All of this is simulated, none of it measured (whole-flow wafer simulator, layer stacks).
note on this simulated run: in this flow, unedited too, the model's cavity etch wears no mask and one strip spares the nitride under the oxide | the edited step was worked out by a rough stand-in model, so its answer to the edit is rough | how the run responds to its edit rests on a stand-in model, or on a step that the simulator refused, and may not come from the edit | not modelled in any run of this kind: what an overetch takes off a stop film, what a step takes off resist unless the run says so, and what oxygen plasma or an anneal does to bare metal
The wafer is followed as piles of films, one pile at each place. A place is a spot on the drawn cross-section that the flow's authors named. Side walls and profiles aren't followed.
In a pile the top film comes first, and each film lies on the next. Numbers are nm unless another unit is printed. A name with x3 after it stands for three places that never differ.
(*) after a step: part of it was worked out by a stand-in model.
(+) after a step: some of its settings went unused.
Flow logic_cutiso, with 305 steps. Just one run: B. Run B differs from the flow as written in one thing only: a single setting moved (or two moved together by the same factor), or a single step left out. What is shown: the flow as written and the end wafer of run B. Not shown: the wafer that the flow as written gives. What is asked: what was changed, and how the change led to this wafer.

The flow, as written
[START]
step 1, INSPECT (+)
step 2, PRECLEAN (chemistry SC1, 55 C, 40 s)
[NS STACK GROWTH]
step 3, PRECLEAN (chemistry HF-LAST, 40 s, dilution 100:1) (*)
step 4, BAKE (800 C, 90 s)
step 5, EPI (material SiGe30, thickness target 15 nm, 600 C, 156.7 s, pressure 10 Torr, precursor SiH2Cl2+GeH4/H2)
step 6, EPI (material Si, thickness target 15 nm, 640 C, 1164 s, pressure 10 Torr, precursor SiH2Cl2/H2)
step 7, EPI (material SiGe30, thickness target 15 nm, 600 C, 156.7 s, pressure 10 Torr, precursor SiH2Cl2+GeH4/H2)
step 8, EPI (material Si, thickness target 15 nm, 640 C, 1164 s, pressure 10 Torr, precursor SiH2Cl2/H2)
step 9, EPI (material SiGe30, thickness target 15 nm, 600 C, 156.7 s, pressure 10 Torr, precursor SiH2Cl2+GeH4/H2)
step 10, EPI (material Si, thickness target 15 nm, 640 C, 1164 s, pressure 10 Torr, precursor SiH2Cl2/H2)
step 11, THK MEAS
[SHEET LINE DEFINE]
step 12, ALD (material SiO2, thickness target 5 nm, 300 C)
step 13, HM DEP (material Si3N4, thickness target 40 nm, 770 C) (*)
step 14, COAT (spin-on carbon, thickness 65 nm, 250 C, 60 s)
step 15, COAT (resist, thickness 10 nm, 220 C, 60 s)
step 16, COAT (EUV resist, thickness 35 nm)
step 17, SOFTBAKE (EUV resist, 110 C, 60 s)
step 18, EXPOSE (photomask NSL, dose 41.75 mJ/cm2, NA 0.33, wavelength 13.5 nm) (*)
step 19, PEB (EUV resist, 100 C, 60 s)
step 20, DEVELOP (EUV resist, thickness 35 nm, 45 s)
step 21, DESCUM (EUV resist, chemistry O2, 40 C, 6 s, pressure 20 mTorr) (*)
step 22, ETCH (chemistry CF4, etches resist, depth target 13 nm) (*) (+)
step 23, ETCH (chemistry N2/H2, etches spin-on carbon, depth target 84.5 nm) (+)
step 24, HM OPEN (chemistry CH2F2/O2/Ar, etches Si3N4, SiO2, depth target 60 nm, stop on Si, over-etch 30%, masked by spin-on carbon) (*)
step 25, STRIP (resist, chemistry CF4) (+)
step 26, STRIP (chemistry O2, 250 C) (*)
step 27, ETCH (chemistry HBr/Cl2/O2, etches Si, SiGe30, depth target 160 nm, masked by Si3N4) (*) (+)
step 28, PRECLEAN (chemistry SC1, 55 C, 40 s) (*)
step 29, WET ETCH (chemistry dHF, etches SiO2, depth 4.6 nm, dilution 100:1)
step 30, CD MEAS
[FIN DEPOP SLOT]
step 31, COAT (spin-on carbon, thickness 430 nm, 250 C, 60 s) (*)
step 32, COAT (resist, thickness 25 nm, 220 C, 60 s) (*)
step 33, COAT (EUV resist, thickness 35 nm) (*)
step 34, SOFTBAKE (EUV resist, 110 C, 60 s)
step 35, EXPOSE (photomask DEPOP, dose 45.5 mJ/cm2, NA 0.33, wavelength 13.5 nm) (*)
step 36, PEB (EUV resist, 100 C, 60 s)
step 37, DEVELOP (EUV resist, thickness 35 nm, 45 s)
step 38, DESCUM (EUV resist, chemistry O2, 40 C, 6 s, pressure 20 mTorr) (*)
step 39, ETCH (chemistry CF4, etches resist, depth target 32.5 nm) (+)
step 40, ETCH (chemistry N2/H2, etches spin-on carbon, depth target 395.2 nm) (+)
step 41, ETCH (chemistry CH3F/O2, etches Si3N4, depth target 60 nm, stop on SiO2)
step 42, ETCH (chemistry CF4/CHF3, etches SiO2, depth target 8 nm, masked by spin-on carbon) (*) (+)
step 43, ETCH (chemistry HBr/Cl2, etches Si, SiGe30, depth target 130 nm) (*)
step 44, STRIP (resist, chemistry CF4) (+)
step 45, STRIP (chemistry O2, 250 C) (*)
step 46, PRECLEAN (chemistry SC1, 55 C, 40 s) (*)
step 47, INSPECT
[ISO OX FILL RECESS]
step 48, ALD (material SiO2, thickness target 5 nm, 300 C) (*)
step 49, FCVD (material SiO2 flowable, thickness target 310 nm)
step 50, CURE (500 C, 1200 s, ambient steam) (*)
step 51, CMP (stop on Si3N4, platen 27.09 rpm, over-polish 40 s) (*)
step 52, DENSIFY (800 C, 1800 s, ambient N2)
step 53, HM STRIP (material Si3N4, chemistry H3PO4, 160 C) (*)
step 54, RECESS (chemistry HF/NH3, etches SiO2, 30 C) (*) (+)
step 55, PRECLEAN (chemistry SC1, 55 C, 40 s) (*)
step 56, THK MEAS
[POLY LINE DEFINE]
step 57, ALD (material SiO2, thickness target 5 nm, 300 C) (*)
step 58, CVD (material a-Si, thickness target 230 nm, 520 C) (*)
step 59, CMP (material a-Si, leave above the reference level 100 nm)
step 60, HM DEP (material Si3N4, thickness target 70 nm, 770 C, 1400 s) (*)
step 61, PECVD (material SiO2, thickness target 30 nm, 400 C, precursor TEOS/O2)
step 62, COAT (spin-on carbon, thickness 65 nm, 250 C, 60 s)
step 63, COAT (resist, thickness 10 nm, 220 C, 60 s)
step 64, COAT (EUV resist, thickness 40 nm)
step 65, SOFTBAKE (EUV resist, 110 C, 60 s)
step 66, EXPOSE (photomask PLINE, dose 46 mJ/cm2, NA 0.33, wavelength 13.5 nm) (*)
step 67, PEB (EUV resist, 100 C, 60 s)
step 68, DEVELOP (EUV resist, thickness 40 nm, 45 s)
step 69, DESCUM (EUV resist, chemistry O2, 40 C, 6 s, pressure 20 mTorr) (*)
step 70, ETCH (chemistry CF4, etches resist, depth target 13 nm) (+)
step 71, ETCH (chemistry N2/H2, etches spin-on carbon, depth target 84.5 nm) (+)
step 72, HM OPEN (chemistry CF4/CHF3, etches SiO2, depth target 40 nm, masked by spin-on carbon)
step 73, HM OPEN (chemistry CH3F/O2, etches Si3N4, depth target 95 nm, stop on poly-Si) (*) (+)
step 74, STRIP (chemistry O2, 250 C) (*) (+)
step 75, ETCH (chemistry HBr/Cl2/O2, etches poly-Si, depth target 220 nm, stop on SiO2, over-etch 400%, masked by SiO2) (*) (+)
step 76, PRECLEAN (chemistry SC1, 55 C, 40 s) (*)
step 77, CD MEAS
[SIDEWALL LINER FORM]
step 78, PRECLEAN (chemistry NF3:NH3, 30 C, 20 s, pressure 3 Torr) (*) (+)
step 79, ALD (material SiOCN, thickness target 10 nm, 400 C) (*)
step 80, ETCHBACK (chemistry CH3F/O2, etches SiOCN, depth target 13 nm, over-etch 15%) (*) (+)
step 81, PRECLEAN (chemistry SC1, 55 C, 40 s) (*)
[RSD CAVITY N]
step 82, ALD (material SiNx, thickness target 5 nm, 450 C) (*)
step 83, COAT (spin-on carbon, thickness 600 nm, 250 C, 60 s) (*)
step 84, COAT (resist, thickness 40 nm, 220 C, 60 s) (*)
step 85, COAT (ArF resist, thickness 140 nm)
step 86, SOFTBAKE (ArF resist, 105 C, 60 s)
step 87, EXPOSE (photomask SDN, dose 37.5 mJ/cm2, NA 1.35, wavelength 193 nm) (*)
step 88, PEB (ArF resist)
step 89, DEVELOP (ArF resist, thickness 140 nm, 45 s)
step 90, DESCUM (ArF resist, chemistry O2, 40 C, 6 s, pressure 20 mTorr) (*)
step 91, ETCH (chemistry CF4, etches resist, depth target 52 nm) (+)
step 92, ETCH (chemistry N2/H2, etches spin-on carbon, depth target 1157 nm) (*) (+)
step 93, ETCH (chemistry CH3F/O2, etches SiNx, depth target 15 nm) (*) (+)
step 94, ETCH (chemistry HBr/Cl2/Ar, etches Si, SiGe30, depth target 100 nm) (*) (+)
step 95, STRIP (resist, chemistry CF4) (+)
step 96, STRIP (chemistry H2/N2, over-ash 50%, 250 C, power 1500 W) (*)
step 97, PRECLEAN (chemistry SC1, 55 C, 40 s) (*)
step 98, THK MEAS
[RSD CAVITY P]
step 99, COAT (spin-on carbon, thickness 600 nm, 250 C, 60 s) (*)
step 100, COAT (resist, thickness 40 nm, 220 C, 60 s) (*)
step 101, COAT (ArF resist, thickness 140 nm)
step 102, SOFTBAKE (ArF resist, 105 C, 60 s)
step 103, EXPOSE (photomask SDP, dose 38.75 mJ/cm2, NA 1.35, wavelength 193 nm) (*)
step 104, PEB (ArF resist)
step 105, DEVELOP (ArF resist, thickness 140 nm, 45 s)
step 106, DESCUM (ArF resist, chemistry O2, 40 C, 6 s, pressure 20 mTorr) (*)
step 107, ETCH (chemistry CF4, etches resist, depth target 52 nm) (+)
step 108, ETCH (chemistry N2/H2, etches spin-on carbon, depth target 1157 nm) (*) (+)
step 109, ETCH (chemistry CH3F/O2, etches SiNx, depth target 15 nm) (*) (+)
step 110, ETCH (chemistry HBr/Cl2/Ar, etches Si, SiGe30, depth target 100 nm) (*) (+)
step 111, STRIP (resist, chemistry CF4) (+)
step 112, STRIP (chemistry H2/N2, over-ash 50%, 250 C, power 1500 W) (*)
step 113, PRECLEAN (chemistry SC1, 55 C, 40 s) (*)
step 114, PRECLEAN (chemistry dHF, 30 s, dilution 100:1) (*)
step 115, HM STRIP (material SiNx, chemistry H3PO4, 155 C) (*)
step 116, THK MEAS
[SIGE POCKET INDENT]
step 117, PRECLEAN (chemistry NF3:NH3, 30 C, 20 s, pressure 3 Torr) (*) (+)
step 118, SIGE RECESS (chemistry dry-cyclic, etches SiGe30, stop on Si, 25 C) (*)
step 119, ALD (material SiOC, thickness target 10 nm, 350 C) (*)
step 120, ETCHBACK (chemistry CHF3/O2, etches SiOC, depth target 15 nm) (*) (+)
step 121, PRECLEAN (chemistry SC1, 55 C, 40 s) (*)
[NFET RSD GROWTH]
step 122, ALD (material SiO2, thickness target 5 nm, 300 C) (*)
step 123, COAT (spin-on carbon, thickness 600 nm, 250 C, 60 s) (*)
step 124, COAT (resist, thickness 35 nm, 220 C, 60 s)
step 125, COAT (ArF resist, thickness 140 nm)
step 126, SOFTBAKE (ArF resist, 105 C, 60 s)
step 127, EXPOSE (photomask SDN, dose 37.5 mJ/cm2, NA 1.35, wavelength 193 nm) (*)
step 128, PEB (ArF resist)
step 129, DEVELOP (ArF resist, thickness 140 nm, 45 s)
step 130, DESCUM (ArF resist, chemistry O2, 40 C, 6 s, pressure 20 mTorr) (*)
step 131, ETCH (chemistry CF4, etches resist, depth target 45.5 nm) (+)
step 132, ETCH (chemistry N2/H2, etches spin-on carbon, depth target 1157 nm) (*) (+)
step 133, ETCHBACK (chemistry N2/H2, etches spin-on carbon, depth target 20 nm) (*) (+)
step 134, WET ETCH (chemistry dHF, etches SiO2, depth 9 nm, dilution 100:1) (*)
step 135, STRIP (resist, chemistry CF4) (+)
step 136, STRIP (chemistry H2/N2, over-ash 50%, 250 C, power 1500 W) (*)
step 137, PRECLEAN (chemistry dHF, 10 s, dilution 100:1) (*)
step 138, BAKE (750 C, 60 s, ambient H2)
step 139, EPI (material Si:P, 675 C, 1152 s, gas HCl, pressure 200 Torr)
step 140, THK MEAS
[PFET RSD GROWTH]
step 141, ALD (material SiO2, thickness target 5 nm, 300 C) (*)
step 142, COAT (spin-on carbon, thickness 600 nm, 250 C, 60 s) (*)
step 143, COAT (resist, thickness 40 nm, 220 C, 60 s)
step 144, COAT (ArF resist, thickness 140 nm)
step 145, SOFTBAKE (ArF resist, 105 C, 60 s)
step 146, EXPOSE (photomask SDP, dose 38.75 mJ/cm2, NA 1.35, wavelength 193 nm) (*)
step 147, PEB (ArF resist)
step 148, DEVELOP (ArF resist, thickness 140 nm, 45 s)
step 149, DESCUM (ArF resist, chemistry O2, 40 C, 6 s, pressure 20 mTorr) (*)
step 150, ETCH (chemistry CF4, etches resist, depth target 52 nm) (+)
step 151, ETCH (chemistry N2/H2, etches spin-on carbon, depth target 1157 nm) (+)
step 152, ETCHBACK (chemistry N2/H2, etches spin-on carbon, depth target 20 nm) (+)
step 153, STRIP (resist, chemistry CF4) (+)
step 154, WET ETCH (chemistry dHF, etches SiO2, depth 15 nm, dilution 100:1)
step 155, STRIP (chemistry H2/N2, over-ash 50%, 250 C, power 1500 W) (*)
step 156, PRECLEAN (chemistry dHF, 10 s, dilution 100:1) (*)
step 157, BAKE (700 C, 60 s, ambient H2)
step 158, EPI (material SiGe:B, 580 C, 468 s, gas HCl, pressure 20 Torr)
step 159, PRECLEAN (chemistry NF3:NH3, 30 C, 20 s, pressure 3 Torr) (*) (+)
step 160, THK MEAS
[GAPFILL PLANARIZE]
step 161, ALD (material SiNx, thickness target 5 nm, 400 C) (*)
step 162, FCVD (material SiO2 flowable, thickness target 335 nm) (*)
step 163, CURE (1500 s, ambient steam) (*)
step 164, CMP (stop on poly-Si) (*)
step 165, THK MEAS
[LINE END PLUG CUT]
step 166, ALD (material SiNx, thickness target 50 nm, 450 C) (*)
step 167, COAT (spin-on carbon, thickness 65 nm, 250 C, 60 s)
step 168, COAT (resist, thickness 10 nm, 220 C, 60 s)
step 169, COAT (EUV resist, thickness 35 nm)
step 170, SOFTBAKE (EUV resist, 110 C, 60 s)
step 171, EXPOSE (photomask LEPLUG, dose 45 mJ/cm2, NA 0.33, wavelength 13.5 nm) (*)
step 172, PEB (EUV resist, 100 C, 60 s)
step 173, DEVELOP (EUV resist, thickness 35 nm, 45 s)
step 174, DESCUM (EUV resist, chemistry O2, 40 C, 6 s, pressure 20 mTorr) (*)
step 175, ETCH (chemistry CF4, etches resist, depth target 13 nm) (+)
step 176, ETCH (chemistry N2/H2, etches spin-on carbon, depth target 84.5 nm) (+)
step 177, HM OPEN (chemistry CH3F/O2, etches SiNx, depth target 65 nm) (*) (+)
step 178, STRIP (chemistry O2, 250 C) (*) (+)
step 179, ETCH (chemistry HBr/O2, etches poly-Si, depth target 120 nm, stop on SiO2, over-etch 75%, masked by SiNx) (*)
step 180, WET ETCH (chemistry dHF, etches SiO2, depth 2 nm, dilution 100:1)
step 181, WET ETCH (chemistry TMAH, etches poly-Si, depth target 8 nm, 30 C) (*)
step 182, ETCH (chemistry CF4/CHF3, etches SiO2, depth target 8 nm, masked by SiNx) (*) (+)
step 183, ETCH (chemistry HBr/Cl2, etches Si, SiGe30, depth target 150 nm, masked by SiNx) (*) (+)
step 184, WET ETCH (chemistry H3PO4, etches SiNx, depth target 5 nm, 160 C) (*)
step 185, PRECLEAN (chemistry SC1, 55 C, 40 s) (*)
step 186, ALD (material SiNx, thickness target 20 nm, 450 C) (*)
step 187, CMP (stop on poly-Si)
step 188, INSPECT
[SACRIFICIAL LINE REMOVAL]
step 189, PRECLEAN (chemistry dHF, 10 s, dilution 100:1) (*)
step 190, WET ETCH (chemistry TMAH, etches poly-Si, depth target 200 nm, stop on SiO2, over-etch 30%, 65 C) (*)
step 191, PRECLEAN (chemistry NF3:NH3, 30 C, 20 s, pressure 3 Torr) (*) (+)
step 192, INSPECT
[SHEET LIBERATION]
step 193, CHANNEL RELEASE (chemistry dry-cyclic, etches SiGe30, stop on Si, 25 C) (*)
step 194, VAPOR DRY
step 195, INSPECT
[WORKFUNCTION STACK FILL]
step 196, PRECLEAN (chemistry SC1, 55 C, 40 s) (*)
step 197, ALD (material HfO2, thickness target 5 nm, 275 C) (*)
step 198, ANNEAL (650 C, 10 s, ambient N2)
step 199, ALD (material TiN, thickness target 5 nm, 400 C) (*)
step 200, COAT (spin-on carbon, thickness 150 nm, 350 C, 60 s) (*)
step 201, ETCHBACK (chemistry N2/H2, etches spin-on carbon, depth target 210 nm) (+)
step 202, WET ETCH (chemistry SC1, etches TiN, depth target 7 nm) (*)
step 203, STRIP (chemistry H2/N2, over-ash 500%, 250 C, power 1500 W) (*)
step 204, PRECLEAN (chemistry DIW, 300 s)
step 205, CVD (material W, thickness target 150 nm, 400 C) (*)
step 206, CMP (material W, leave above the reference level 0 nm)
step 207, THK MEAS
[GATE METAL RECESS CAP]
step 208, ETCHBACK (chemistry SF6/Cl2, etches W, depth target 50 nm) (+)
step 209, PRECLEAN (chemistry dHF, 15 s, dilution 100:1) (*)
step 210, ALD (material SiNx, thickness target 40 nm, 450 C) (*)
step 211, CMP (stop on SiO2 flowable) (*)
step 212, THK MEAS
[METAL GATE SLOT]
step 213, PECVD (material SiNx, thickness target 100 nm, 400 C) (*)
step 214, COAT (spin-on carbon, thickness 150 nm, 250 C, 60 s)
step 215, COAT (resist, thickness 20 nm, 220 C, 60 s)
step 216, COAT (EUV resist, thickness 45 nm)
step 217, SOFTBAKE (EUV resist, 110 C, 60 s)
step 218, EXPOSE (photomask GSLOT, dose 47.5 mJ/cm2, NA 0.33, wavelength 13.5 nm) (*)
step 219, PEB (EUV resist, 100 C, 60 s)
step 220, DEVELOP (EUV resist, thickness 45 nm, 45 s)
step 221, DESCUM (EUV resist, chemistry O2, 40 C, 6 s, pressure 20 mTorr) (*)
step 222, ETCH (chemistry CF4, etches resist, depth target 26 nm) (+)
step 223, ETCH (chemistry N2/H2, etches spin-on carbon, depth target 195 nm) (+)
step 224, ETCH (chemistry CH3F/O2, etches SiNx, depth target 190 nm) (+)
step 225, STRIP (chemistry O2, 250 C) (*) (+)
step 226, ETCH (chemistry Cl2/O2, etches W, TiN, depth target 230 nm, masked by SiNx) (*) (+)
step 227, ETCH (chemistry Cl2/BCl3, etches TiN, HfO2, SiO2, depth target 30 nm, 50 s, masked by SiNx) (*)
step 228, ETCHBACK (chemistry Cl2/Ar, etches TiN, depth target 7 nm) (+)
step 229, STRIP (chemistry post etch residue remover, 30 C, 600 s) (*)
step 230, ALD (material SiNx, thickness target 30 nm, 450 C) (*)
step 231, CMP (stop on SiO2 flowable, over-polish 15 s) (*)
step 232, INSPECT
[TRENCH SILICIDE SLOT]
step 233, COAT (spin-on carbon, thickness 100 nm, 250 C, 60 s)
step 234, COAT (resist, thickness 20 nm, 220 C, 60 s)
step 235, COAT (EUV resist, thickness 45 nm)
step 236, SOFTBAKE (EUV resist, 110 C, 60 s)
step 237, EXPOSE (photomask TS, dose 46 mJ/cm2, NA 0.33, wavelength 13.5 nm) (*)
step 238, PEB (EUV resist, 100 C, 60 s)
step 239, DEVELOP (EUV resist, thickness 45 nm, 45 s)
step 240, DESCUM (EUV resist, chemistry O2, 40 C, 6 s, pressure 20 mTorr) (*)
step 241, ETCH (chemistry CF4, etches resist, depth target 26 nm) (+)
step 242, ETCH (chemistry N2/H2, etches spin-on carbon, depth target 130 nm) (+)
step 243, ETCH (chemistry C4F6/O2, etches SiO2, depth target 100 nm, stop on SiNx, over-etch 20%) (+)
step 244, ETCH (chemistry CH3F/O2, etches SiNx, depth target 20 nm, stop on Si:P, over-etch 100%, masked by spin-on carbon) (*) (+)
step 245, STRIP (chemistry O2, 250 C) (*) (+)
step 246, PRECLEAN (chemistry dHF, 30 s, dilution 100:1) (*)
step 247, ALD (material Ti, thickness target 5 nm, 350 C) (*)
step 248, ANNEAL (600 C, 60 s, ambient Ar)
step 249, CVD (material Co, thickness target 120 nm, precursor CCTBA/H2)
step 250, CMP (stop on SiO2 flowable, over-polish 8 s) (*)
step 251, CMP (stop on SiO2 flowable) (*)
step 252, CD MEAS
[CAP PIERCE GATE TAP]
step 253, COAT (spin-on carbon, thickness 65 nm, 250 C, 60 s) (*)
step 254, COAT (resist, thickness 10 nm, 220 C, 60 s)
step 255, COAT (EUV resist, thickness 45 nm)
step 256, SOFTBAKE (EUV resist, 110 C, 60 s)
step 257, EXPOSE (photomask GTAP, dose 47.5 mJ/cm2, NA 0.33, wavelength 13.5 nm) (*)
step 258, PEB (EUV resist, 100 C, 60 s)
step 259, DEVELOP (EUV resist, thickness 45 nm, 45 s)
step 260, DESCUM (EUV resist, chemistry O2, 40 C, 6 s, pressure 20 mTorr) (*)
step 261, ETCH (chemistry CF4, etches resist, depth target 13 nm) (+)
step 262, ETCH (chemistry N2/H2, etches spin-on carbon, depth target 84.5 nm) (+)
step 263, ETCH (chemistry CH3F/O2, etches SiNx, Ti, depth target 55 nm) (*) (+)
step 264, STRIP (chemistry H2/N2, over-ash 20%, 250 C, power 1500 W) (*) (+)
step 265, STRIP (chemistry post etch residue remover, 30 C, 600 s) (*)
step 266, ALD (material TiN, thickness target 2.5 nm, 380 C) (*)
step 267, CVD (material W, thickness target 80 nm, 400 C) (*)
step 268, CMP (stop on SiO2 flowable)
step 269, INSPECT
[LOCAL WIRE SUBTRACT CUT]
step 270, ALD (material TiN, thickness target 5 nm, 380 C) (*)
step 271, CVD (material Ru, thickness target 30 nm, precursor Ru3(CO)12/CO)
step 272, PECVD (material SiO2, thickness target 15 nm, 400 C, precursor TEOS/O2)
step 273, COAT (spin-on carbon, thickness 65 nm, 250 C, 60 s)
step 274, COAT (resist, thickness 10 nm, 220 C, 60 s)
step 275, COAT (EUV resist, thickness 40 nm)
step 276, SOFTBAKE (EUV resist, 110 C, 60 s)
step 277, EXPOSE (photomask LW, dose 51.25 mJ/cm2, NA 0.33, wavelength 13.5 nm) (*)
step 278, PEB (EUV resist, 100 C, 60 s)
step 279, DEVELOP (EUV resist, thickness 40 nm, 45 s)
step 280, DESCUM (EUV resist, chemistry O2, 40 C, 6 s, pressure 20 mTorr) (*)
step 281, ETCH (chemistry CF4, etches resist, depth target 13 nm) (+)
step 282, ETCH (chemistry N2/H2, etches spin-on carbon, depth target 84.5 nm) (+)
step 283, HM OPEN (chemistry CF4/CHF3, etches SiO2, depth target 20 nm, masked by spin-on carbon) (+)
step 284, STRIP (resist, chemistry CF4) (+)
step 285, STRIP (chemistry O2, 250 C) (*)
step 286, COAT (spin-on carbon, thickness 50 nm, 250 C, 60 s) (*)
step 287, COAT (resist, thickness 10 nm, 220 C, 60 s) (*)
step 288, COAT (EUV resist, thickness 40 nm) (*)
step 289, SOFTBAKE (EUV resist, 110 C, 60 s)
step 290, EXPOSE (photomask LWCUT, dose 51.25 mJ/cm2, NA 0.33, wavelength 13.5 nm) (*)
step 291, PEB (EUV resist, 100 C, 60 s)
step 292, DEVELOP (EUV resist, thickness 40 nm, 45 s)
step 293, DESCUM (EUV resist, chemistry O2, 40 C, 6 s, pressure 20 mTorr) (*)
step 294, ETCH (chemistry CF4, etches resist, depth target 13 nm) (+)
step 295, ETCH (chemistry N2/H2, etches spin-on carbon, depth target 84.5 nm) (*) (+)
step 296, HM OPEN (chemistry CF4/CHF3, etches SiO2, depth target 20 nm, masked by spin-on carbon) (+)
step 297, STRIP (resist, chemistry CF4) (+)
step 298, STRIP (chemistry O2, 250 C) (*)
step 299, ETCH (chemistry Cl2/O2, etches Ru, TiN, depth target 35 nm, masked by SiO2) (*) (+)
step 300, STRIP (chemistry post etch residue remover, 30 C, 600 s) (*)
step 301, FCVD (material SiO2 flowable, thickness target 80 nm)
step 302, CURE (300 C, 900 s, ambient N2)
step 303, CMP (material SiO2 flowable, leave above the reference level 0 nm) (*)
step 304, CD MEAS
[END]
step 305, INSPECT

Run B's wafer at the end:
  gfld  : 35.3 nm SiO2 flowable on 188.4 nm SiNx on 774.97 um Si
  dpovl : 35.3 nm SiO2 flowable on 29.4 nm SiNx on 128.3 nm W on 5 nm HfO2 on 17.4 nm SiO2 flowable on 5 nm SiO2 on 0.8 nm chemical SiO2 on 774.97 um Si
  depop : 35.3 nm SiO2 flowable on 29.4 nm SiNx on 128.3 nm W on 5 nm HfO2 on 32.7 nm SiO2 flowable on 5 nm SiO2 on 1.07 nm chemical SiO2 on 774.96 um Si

Cause: step 27, ETCH: depth target 112 nm was run, whereas the flow has depth target 160 nm.

Step by step, how the change led to this:
  step 27, ETCH (chemistry HBr/Cl2/O2, etches Si, SiGe30, depth target 160 nm, masked by Si3N4) (*) (+)
      depop, gl, glp and 12 more: -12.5 Si3N4 (as written it would have been: -16.8 Si3N4)
      gfld, gxf, iso, lnri: -0.79 chemical SiO2 (all of it), -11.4 Si (all of it), -15 SiGe30 (all of it), -15 Si (all of it), -15 SiGe30 (all of it), -15 Si (all of it), -15 SiGe30 (all of it), -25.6 Si (as written it would have been: -0.79 chemical SiO2 (all of it), -11.4 Si (all of it), -15 SiGe30 (all of it), -15 Si (all of it), -15 SiGe30 (all of it), -15 Si (all of it), -15 SiGe30 (all of it), -73.6 Si)
      (as well as at 3 more places)
  step 31, COAT (spin-on carbon, thickness 430 nm, 250 C, 60 s) (*)
      depop, ns: +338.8 spin-on carbon (new film) (as written it would have been: +312 spin-on carbon (new film))
      dpovl, nsgap: +486.9 spin-on carbon (new film) (as written it would have been: +503.7 spin-on carbon (new film))
      (as well as at 18 more places)
  step 40, ETCH (chemistry N2/H2, etches spin-on carbon, depth target 395.2 nm) (+)
      depop: -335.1 spin-on carbon (all of it), -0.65 Si3N4 (as written it would have been: -308.2 spin-on carbon (all of it), -0.95 Si3N4)
  step 41, ETCH (chemistry CH3F/O2, etches Si3N4, depth target 60 nm, stop on SiO2)
      gfld, gl, glp and 17 more: -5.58 resist (as written it would have been: -4.65 resist)
      depop: -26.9 Si3N4 (all of it), -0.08 SiO2 (as written it would have been: -22.2 Si3N4 (all of it), -0.08 SiO2)
      (as well as at 1 more place)
  step 42, ETCH (chemistry CF4/CHF3, etches SiO2, depth target 8 nm, masked by spin-on carbon) (*) (+)
      gfld: -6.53 resist (all of it), -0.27 spin-on carbon (as written it would have been: -7.38 resist)
      gxf: -6.27 resist (all of it), -0.36 spin-on carbon (as written it would have been: -7.42 resist (all of it))
      (as well as at 18 more places)
  step 45, STRIP (chemistry O2, 250 C) (*)
      gfld, lnri: +0.81 chemical SiO2 (new film), -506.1 spin-on carbon (all of it), -0.36 Si (as written it would have been: +0.82 chemical SiO2 (new film), -538.7 spin-on carbon (all of it), -0.36 Si)
      glp, tap: -358.7 spin-on carbon (all of it) (as written it would have been: -347.6 spin-on carbon (all of it))
      (as well as at 17 more places)
  step 49, FCVD (material SiO2 flowable, thickness target 310 nm)
      gl, glp, gxn and 10 more: +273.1 SiO2 flowable (new film) (as written it would have been: +262.2 SiO2 flowable (new film))
      gfld, gxf, iso, lnri: +421.1 SiO2 flowable (new film) (as written it would have been: +453.9 SiO2 flowable (new film))
      (as well as at 5 more places)
  step 50, CURE (500 C, 1200 s, ambient steam) (*)
      depop: -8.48 SiO2 flowable (as written it would have been: -7.92 SiO2 flowable)
      dpovl: -8.47 SiO2 flowable (as written it would have been: -7.92 SiO2 flowable)
      (as well as at 3 more places)
  step 51, CMP (stop on Si3N4, platen 27.09 rpm, over-polish 40 s) (*)
      glp, lnrp: -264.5 SiO2 flowable (all of it), -5 SiO2 (all of it), -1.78 Si3N4 (as written it would have been: -253.9 SiO2 flowable (all of it), -5 SiO2 (all of it), -1.78 Si3N4)
      gxn, gxp: -263.8 SiO2 flowable (all of it), -5 SiO2 (all of it), -1.78 Si3N4 (as written it would have been: -253 SiO2 flowable (all of it), -5 SiO2 (all of it), -1.78 Si3N4)
      (as well as at 18 more places)
  step 52, DENSIFY (800 C, 1800 s, ambient N2)
      gfld, gxf, iso, lnri: -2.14 SiO2 flowable (as written it would have been: -3.15 SiO2 flowable)
      dpovl: -2.14 SiO2 flowable (as written it would have been: -2.82 SiO2 flowable)
      (as well as at 1 more place)
  step 53, HM STRIP (material Si3N4, chemistry H3PO4, 160 C) (*)
      gl, glp, gxn and 11 more: -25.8 Si3N4 (all of it), -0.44 SiO2 (as written it would have been: -21.4 Si3N4 (all of it), -0.36 SiO2)
  step 54, RECESS (chemistry HF/NH3, etches SiO2, 30 C) (*) (+)
      gfld, gxf, iso, lnri: -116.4 SiO2 flowable (as written it would have been: -111.4 SiO2 flowable)
      depop: -115.8 SiO2 flowable (as written it would have been: -111.9 SiO2 flowable)
      (as well as at 3 more places)
  step 227, ETCH (chemistry Cl2/BCl3, etches TiN, HfO2, SiO2, depth target 30 nm, 50 s, masked by SiNx) (*)
      gfld: -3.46 HfO2 (all of it), -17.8 SiO2 flowable (all of it), -5 SiO2 (all of it), -0.8 chemical SiO2 (all of it), -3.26 Si (as written it would have been: -3.46 HfO2 (all of it), -26.5 SiO2 flowable)
